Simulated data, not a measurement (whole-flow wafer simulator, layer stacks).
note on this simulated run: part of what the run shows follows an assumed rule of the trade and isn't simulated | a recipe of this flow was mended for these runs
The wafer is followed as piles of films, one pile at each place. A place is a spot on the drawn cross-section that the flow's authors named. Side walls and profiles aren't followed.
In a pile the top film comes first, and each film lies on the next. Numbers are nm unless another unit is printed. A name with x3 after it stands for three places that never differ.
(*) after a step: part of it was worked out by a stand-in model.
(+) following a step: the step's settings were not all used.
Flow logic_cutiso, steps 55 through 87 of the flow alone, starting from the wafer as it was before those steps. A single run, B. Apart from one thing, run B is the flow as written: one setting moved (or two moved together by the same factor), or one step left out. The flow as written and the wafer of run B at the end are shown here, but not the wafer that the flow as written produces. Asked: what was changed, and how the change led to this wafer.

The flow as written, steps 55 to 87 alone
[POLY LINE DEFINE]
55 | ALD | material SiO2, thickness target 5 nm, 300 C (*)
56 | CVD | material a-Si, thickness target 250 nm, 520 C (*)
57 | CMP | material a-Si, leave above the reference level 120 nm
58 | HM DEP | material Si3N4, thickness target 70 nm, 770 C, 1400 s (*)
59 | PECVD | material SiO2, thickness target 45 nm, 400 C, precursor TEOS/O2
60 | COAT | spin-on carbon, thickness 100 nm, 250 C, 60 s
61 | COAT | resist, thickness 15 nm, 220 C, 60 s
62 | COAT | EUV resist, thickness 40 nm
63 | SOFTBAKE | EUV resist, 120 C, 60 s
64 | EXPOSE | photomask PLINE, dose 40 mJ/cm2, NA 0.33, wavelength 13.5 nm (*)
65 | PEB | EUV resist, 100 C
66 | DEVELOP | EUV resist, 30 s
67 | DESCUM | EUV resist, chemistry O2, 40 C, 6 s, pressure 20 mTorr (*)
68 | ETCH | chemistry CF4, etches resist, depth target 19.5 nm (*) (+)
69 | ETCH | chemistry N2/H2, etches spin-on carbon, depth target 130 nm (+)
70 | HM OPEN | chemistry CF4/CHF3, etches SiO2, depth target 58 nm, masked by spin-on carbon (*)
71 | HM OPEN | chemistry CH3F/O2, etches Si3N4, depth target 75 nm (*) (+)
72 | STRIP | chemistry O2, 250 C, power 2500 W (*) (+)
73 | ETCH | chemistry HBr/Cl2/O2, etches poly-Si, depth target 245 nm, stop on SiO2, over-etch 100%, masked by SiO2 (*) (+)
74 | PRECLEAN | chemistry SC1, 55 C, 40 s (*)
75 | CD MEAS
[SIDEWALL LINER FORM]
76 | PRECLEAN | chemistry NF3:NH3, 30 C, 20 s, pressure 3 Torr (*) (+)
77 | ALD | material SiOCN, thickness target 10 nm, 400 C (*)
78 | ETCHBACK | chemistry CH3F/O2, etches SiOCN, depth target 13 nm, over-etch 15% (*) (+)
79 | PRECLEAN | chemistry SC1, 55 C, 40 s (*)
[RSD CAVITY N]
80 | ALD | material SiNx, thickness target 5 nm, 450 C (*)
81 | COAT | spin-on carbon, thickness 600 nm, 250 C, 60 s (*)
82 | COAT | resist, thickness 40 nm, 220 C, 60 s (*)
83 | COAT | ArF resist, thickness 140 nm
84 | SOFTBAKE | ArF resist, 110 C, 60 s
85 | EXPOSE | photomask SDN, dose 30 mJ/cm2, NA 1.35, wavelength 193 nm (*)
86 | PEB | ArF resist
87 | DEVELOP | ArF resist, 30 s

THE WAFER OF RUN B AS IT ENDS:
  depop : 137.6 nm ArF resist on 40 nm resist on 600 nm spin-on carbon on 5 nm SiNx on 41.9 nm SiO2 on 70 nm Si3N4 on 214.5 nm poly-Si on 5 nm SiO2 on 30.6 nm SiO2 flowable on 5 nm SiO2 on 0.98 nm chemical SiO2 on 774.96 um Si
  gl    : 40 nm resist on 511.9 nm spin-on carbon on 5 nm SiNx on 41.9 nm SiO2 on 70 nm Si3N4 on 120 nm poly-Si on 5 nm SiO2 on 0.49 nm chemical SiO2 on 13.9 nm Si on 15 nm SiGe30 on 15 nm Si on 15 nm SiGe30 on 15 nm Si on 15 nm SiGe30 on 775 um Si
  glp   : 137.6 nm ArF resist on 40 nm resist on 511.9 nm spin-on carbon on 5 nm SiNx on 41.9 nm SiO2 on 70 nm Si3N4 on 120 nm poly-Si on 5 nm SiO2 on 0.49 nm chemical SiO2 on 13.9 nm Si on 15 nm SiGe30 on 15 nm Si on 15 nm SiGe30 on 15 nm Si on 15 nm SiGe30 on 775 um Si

Cause: step 59, PECVD: thickness target 58.5 nm was run, while the flow as written has thickness target 45 nm.

Step by step, how the change led to this:
  59 | PECVD | material SiO2, thickness target 45 nm, 400 C, precursor TEOS/O2
      depop, dpovl x3, gfld and 17 more: SiO2 gains 58.5 (new film) (in the flow as written it would be: SiO2 gains 45 (new film))
  70 | HM OPEN | chemistry CF4/CHF3, etches SiO2, depth target 58 nm, masked by spin-on carbon (*)
      iso, lnr, lnri and 6 more: SiO2 loses 56.7 (all of it), Si3N4 loses 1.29 (in the flow as written it would be: SiO2 loses 43.2 (all of it), Si3N4 loses 14.8)
  71 | HM OPEN | chemistry CH3F/O2, etches Si3N4, depth target 75 nm (*) (+)
      iso, lnr, lnri and 6 more: Si3N4 loses 68.7 (all of it), poly-Si loses 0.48 (in the flow as written it would be: Si3N4 loses 55.2 (all of it), poly-Si loses 1.52)
